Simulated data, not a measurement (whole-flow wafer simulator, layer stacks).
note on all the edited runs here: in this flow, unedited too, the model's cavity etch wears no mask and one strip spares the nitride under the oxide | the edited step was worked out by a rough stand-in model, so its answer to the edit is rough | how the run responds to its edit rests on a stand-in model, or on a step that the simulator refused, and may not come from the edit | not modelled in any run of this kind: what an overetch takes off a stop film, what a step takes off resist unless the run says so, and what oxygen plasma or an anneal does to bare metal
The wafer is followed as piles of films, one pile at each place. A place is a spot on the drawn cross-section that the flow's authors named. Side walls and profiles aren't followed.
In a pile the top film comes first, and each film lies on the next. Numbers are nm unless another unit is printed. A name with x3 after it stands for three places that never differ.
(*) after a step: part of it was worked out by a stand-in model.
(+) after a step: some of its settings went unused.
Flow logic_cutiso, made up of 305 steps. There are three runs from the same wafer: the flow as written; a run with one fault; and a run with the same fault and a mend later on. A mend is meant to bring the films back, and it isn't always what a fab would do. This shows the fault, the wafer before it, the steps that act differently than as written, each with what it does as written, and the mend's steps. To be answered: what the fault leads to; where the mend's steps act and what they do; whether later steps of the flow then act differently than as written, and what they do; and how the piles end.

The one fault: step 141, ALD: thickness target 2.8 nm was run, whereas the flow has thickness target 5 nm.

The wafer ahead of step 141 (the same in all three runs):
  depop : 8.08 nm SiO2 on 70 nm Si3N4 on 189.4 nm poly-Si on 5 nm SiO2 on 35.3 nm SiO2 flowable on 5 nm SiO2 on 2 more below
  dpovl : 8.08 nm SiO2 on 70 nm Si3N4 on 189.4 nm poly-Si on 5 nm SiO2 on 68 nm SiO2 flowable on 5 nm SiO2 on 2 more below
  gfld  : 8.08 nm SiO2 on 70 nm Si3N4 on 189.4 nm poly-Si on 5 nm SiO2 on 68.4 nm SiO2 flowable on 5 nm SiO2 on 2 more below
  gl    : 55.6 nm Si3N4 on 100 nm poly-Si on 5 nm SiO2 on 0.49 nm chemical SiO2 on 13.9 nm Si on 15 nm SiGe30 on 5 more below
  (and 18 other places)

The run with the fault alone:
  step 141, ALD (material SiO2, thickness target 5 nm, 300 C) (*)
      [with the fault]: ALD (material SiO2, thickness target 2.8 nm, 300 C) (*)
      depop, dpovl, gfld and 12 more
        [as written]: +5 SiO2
        [with the fault]: +2.8 SiO2
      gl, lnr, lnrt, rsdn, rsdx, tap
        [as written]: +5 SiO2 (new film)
        [with the fault]: +2.8 SiO2 (new film)
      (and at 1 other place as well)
  Later steps of the flow acting differently than as written (25 other steps are not shown; they differ only slightly, by no more than 2% or 0.5 nm, whichever is larger):
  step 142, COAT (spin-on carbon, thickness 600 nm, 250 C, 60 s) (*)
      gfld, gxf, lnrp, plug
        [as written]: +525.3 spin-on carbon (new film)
        [with the fault]: +513.6 spin-on carbon (new film)
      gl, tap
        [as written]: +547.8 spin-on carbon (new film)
        [with the fault]: +536.1 spin-on carbon (new film)
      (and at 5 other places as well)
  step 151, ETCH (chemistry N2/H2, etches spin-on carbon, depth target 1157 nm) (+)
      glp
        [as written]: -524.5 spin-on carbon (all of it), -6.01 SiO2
        [with the fault]: -512.8 spin-on carbon (all of it), -6.28 SiO2 (all of it)
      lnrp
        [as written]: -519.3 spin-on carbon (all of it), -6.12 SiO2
        [with the fault]: -507.6 spin-on carbon (all of it), -6.28 SiO2 (all of it)
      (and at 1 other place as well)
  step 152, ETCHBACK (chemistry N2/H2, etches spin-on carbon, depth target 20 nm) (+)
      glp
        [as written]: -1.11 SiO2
        [with the fault]: -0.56 Si3N4
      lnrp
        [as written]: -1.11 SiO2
        [with the fault]: -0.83 SiOCN
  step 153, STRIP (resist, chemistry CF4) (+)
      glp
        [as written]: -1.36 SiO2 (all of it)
        [with the fault]: -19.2 Si3N4
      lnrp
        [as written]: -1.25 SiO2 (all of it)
        [with the fault]: -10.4 SiOCN
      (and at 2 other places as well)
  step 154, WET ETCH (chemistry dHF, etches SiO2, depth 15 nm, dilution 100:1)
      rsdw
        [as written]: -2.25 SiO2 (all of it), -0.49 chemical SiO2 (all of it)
        [with the fault]: -0.49 chemical SiO2 (all of it)
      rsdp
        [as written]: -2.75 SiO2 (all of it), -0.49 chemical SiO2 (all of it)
        [with the fault]: -0.37 SiO2 (all of it), -0.49 chemical SiO2 (all of it)
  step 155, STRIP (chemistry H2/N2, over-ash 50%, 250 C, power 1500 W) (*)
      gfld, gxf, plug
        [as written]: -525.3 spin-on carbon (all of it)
        [with the fault]: -513.6 spin-on carbon (all of it)
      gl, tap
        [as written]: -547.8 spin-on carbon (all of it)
        [with the fault]: -536.1 spin-on carbon (all of it)
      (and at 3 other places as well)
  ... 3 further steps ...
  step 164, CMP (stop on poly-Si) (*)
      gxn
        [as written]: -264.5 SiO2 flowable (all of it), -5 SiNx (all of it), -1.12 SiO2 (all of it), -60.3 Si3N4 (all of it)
        [with the fault]: -256.8 SiO2 flowable (all of it), -10 SiNx (all of it), -59.9 Si3N4 (all of it)
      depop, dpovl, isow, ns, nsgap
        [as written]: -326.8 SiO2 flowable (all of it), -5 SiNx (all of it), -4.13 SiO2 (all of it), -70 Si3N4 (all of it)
        [with the fault]: -326.8 SiO2 flowable (all of it), -5 SiNx (all of it), -1.92 SiO2 (all of it), -70 Si3N4 (all of it)
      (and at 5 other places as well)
  At iso, the piles at the end differ from the flow's by more than 2% or 0.5 nm, whichever is larger.
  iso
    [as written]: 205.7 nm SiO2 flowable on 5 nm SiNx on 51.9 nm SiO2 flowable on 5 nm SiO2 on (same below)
    [with the fault]: 208.2 nm SiO2 flowable on 5 nm SiNx on 49.5 nm SiO2 flowable on 5 nm SiO2 on (same below)

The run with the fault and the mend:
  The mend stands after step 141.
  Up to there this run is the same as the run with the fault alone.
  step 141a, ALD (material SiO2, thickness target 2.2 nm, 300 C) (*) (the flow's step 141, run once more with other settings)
      depop, dpovl, gfld and 18 more
        +2.2 SiO2
      gxn
        +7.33 SiO2
  Later steps of the flow that are run all act as written at every place that is followed, up to a difference of at most 2% or 0.5 nm, whichever is larger.
  At every place that both follow, the piles at the end match the flow's.
